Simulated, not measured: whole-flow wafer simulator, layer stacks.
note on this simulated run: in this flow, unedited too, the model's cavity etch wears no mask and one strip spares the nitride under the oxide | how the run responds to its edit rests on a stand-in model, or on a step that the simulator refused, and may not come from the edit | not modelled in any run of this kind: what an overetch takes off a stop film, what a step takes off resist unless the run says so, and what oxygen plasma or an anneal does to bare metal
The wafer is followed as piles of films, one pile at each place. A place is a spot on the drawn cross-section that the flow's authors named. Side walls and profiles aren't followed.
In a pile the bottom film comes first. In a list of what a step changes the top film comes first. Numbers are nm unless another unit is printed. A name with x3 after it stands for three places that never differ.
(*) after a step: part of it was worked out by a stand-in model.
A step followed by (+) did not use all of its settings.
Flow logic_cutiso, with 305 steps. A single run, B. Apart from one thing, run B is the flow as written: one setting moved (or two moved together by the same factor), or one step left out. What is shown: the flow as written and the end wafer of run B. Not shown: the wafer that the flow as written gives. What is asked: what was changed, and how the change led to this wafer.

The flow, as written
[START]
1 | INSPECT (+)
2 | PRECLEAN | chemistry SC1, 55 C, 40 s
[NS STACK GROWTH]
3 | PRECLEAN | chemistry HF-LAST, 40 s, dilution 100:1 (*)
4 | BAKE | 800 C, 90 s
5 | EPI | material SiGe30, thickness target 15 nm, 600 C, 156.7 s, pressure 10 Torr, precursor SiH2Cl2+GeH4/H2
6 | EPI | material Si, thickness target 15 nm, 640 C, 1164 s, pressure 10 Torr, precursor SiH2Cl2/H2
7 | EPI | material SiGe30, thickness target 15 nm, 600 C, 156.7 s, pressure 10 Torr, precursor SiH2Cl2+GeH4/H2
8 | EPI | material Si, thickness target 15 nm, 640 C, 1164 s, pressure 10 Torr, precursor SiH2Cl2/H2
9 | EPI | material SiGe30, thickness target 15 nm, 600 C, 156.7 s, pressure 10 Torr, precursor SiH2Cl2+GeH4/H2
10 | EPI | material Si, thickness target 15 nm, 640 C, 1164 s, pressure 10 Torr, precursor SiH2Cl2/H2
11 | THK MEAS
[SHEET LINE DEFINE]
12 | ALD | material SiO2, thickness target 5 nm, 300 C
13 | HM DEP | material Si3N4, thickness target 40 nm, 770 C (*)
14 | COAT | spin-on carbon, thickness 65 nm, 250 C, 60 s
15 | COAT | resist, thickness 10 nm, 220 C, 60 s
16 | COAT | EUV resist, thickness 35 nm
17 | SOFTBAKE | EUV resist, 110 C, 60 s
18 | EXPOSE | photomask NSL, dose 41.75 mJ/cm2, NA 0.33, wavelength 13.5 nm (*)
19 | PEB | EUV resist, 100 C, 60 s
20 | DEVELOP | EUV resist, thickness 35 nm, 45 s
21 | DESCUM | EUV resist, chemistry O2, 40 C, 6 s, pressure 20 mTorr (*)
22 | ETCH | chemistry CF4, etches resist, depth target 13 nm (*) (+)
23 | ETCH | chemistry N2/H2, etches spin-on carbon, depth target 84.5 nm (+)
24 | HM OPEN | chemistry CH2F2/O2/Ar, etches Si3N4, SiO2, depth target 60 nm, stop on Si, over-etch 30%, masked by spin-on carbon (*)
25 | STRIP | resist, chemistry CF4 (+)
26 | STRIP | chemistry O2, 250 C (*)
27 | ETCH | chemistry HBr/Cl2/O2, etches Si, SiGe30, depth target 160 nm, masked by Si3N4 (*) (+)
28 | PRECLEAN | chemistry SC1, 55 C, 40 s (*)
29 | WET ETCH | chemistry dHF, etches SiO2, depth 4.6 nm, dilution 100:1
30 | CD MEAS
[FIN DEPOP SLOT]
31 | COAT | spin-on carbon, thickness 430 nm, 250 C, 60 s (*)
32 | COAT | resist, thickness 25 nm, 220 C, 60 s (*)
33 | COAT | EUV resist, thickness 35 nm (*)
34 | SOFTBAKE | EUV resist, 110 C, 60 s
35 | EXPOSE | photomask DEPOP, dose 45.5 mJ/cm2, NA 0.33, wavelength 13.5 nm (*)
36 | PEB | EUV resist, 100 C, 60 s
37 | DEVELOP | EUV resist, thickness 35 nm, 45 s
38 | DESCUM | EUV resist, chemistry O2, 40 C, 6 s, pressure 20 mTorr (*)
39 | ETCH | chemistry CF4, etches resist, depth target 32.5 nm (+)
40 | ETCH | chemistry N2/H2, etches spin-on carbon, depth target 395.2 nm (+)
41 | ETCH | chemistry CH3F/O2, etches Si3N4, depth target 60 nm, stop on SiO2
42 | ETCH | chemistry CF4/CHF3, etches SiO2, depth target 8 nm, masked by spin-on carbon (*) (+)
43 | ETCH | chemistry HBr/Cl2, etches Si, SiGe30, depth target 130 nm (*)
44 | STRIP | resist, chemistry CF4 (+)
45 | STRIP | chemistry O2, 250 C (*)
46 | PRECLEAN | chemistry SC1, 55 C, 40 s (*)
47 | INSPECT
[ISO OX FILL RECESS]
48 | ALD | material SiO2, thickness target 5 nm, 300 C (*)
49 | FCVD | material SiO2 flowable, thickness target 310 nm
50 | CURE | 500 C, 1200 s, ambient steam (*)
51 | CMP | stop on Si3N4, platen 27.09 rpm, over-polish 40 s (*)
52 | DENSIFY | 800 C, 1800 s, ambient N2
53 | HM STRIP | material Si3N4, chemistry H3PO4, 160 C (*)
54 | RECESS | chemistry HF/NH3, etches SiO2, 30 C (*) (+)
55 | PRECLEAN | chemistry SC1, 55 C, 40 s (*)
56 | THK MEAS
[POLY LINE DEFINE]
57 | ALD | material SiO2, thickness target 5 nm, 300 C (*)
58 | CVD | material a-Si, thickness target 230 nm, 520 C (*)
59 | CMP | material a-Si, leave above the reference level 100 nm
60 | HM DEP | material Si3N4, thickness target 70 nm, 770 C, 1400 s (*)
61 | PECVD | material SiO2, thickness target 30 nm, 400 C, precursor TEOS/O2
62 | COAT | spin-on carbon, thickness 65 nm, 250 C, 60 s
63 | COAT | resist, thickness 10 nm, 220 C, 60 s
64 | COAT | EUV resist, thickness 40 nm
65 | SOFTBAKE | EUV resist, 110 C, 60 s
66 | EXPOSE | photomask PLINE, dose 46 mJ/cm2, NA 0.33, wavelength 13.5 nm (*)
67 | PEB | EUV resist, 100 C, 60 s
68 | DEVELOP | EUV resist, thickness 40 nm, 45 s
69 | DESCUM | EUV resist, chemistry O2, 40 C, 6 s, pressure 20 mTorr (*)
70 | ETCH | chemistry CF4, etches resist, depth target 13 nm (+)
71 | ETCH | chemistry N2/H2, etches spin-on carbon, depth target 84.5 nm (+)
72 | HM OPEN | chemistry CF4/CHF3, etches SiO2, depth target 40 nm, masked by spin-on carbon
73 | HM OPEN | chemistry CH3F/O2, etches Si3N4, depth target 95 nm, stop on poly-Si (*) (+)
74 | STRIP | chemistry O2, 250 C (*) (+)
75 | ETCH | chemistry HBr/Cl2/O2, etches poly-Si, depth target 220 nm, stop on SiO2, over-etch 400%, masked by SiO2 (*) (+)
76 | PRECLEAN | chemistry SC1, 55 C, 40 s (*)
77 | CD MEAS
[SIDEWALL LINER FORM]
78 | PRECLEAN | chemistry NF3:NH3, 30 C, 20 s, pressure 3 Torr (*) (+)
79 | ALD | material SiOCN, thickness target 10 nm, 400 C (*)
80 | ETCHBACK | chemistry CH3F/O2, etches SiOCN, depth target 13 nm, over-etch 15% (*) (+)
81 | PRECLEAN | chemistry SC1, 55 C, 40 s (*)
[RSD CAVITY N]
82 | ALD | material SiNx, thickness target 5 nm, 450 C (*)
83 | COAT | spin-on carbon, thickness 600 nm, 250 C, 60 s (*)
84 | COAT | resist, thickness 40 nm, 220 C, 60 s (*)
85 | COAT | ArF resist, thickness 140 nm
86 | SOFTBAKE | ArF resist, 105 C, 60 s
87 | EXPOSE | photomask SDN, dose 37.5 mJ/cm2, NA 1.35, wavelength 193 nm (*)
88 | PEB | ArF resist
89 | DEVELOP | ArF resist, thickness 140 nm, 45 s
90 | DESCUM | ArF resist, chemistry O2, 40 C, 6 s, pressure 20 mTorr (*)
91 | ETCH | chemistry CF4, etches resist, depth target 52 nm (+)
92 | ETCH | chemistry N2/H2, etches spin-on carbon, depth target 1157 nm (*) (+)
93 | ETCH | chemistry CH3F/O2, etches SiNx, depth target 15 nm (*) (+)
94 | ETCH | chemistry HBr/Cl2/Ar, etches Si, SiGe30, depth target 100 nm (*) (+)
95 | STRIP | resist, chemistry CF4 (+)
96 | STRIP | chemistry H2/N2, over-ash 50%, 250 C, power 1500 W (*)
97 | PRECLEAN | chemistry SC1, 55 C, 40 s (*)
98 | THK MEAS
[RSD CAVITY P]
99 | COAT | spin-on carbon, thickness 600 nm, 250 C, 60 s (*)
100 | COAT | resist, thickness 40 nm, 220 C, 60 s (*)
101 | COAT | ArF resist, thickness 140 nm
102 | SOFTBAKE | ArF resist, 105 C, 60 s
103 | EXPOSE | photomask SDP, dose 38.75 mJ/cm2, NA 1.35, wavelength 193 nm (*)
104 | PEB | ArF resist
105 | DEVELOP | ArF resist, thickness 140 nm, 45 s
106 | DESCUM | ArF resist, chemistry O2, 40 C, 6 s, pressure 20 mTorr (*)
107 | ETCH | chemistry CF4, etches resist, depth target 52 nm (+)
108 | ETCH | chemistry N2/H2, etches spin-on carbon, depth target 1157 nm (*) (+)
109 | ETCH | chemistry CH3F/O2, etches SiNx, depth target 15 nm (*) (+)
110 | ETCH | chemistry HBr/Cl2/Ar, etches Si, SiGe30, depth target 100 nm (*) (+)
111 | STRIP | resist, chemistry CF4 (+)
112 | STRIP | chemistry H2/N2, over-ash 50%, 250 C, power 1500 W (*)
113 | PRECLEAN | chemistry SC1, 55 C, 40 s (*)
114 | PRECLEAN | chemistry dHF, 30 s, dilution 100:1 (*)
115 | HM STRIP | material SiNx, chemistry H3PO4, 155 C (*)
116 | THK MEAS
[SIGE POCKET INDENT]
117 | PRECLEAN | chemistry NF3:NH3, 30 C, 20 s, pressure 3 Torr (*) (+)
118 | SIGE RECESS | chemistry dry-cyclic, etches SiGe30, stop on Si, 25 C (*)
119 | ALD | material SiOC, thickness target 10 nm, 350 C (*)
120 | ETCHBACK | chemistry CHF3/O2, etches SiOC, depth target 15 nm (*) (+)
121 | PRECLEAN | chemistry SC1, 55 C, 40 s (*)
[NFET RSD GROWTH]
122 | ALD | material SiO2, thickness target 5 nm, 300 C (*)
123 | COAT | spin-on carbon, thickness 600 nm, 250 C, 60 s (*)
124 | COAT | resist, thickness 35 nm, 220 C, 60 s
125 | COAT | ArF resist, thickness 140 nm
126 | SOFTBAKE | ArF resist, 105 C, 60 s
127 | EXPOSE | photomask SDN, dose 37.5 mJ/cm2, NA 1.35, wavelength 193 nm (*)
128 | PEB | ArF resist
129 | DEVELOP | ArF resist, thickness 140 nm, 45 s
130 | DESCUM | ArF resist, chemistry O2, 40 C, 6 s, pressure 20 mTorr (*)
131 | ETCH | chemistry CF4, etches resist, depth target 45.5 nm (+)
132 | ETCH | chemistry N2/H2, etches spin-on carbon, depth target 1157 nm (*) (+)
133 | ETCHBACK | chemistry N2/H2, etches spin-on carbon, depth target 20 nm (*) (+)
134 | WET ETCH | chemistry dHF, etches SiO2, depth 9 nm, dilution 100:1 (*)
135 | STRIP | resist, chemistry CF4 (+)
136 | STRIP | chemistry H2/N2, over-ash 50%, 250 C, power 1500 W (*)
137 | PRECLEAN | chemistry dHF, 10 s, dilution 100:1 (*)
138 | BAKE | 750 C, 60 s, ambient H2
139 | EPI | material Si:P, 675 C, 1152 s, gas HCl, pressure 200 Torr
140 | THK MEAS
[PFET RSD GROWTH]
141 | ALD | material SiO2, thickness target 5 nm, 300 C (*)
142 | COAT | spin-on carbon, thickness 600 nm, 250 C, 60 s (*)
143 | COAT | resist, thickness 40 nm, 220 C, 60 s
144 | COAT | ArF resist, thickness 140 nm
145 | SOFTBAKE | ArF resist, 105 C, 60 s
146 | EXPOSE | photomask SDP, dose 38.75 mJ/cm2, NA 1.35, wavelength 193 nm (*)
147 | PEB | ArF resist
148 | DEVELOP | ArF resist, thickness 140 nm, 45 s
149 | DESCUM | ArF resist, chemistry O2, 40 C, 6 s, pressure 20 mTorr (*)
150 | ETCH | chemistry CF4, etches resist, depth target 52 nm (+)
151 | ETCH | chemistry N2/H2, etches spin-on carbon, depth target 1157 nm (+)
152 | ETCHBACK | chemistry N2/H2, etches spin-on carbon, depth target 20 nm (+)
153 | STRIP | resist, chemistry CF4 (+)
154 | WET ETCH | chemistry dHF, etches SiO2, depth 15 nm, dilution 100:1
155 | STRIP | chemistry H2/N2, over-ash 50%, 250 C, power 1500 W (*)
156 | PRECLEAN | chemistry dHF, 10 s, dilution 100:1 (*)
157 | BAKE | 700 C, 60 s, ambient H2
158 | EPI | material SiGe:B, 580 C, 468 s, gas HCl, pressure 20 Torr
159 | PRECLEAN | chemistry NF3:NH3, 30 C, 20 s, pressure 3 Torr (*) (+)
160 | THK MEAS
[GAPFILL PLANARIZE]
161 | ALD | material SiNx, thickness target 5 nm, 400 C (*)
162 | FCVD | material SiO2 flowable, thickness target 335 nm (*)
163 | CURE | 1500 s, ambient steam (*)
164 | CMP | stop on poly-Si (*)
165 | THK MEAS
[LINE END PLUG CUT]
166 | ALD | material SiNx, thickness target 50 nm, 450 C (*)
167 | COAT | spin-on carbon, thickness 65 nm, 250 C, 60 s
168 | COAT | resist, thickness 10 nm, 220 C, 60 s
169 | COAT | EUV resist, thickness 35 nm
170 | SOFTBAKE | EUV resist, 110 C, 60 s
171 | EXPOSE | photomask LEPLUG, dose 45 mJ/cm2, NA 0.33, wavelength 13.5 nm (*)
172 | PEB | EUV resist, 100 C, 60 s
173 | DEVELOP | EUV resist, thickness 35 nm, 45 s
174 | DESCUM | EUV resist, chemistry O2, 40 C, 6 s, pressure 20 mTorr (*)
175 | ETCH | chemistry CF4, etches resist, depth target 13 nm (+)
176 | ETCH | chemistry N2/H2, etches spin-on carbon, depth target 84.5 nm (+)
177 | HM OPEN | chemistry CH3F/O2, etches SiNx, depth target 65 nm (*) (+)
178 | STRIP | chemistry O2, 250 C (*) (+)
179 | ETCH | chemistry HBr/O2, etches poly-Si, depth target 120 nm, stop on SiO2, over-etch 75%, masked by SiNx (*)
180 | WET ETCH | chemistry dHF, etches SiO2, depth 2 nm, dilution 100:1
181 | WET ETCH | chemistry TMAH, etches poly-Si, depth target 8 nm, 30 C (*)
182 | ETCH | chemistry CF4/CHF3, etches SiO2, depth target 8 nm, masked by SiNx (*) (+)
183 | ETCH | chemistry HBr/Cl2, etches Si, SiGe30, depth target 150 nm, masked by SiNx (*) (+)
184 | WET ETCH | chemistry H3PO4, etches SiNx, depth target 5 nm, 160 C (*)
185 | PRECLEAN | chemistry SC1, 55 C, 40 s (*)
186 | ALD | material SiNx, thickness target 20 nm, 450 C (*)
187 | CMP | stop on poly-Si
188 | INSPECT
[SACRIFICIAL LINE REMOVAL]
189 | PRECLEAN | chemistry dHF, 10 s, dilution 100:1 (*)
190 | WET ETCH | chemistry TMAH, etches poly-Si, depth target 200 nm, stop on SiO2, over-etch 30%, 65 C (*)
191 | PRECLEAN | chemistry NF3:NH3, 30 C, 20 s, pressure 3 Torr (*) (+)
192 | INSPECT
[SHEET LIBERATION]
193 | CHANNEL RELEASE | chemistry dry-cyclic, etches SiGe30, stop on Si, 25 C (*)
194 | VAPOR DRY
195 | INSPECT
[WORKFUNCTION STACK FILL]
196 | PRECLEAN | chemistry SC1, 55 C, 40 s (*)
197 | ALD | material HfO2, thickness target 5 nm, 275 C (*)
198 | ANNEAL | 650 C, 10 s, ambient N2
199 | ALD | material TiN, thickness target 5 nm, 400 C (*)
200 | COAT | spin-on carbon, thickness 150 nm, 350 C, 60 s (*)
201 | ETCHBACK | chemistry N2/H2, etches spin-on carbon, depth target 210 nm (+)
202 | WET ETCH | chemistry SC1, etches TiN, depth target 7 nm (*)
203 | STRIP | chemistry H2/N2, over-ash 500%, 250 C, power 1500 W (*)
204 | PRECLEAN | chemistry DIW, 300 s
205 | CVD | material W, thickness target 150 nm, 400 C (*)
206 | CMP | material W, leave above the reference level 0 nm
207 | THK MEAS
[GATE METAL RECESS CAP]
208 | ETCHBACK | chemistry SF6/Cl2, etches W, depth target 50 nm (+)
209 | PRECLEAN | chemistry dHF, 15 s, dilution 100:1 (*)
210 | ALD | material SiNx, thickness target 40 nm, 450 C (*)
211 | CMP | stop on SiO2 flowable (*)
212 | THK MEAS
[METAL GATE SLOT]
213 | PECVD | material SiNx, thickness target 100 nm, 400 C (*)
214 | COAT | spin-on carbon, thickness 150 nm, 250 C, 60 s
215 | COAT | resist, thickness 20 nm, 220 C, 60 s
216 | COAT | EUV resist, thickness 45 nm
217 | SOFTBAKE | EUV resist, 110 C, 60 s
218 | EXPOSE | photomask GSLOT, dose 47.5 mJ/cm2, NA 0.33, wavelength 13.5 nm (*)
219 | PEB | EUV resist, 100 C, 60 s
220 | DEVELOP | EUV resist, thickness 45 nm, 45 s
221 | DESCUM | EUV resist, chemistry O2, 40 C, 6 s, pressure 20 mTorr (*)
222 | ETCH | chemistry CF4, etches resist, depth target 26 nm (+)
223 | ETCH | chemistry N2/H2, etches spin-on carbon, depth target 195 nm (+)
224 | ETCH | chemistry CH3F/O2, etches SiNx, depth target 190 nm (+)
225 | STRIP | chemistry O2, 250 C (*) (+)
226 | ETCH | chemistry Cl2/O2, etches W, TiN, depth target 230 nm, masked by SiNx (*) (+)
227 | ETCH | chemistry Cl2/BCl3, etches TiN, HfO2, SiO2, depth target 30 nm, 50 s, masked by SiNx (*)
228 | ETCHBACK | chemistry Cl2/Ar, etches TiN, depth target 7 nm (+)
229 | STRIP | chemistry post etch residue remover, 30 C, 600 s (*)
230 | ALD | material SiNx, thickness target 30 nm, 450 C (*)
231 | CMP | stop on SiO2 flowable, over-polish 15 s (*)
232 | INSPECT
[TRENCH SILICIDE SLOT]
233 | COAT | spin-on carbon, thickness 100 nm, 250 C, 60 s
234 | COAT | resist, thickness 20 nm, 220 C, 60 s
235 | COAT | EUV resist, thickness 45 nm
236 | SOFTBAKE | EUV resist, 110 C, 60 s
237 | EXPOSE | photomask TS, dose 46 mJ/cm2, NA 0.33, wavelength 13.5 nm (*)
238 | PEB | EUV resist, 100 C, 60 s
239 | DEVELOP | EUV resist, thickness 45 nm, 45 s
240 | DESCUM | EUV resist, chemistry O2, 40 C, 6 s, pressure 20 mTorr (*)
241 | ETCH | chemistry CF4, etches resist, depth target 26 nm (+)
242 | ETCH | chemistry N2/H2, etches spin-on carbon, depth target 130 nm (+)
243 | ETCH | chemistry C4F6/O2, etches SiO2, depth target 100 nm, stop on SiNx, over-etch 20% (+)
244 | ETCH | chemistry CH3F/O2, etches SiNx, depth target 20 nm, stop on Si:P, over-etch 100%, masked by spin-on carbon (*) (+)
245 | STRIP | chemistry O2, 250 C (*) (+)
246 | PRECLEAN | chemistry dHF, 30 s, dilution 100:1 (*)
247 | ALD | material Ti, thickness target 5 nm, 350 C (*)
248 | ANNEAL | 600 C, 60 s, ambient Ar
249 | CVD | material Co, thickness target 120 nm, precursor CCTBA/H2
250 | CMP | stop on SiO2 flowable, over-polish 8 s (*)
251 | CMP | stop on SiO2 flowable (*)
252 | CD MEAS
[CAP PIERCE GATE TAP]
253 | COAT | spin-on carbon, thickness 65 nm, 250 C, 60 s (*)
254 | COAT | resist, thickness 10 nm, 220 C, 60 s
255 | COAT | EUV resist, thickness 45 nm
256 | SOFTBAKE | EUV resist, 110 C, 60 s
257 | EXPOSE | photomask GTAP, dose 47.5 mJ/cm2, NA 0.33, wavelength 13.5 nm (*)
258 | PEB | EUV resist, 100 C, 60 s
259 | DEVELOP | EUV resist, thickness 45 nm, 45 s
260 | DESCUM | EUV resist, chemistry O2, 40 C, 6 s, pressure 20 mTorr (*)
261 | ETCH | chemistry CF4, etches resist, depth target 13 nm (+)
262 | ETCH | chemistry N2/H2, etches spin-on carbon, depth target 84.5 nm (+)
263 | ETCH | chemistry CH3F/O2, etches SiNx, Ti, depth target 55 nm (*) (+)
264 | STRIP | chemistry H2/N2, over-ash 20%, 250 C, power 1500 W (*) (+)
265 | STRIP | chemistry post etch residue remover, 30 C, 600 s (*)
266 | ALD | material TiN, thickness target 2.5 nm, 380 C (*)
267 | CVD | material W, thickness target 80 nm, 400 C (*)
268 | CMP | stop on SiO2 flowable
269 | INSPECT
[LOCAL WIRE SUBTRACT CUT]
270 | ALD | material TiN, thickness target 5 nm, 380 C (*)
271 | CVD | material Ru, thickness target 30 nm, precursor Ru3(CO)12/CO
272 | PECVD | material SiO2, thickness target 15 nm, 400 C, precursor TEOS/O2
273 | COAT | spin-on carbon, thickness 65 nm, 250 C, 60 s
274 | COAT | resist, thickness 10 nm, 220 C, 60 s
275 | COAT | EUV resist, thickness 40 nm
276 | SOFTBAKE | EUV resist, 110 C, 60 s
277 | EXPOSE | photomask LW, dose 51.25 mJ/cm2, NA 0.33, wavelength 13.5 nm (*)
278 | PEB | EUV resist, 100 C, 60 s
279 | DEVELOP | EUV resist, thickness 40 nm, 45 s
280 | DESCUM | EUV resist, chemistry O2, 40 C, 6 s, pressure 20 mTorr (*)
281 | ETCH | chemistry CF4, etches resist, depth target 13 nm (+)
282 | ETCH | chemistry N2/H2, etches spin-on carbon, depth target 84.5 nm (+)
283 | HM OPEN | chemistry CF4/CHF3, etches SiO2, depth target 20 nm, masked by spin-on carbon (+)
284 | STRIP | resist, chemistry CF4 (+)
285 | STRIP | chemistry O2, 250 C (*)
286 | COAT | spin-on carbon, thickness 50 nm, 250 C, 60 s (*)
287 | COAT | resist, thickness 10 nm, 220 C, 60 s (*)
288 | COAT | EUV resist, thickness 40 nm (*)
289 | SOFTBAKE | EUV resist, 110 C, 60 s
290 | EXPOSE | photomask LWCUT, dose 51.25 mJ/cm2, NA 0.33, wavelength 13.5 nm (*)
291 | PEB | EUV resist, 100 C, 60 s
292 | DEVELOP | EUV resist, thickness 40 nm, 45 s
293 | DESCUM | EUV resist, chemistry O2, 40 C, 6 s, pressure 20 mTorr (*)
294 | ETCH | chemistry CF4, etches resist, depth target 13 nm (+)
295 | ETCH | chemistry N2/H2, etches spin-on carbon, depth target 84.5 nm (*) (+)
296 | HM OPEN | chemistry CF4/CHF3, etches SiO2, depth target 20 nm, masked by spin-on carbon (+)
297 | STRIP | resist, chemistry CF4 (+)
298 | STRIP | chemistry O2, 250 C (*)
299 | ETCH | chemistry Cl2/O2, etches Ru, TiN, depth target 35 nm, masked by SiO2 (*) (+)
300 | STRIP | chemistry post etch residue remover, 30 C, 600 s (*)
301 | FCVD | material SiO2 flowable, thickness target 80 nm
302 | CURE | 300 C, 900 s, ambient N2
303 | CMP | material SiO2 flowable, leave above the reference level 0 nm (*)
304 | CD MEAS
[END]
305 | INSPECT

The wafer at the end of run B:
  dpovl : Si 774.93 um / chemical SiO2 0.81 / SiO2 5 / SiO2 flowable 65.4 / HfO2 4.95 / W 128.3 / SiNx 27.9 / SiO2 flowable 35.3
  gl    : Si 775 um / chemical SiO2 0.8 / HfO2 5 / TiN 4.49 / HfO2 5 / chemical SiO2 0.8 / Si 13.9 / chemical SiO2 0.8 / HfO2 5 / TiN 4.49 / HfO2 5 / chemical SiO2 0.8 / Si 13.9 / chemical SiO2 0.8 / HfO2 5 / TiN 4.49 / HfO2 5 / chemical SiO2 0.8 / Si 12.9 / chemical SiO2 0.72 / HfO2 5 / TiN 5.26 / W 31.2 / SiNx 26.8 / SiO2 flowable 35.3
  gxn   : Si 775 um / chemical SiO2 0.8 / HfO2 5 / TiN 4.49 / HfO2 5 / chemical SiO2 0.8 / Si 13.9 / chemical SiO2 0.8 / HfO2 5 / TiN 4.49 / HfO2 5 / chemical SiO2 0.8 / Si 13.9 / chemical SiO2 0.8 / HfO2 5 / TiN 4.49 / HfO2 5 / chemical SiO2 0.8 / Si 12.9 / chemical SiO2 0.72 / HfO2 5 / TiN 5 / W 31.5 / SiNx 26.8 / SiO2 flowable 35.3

Cause: step 198, ANNEAL: 650 C, 10 s, ambient N2, was skipped.

Step by step, how the change led to this:
  209 | PRECLEAN | chemistry dHF, 15 s, dilution 100:1 (*)
      rsdn, rsdx: SiO2 flowable loses 5 (it would be, as written: SiO2 flowable loses 4.49)
      rsdp, rsdw: SiO2 flowable loses 5.01 (it would be, as written: SiO2 flowable loses 4.5)
  211 | CMP | stop on SiO2 flowable (*)
      depop, dpovl, isow, ns, nsgap: SiNx loses 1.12 (it would be, as written: SiNx loses 0.61)
      lnr, lnri, lnrp, lnrt: SiNx loses 40 (all of it), SiOCN loses 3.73 (it would be, as written: SiNx loses 40 (all of it), SiOCN loses 3.22)
  246 | PRECLEAN | chemistry dHF, 30 s, dilution 100:1 (*)
      iso: SiO2 flowable loses 10 (it would be, as written: SiO2 flowable loses 9.13)
      rsdx: SiO2 flowable loses 9.65 (it would be, as written: SiO2 flowable loses 8.73)
  250 | CMP | stop on SiO2 flowable, over-polish 8 s (*)
      rsdx: Co loses 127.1 (it would be, as written: Co loses 127.9 (all of it))
  251 | CMP | stop on SiO2 flowable (*)
      rsdx: Co loses 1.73 (all of it), Ti loses 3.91 (it would be, as written: Ti loses 5 (all of it))
      iso: Co loses 2.12 (all of it), Ti loses 3.51 (it would be, as written: Co loses 1.22 (all of it), Ti loses 4.34)
  265 | STRIP | chemistry post etch residue remover, 30 C, 600 s (*)
      rsdx: Ti loses 1.09 (all of it) (it would be, as written: nothing)
      iso: Ti loses 1.49 (all of it) (it would be, as written: Ti loses 0.66 (all of it))
  268 | CMP | stop on SiO2 flowable
      depop, dpovl, gfld and 9 more: W loses 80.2 (all of it), TiN loses 2.5 (all of it), SiNx loses 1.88 (it would be, as written: W loses 80.2 (all of it), TiN loses 2.5 (all of it), SiNx loses 0.98)
      lnr, lnri, lnrp, lnrt: W loses 80 (all of it), TiN loses 2.5 (all of it), SiOCN loses 2.12 (it would be, as written: W loses 80 (all of it), TiN loses 2.5 (all of it), SiOCN loses 1.22)
      (as well as at 3 more places)
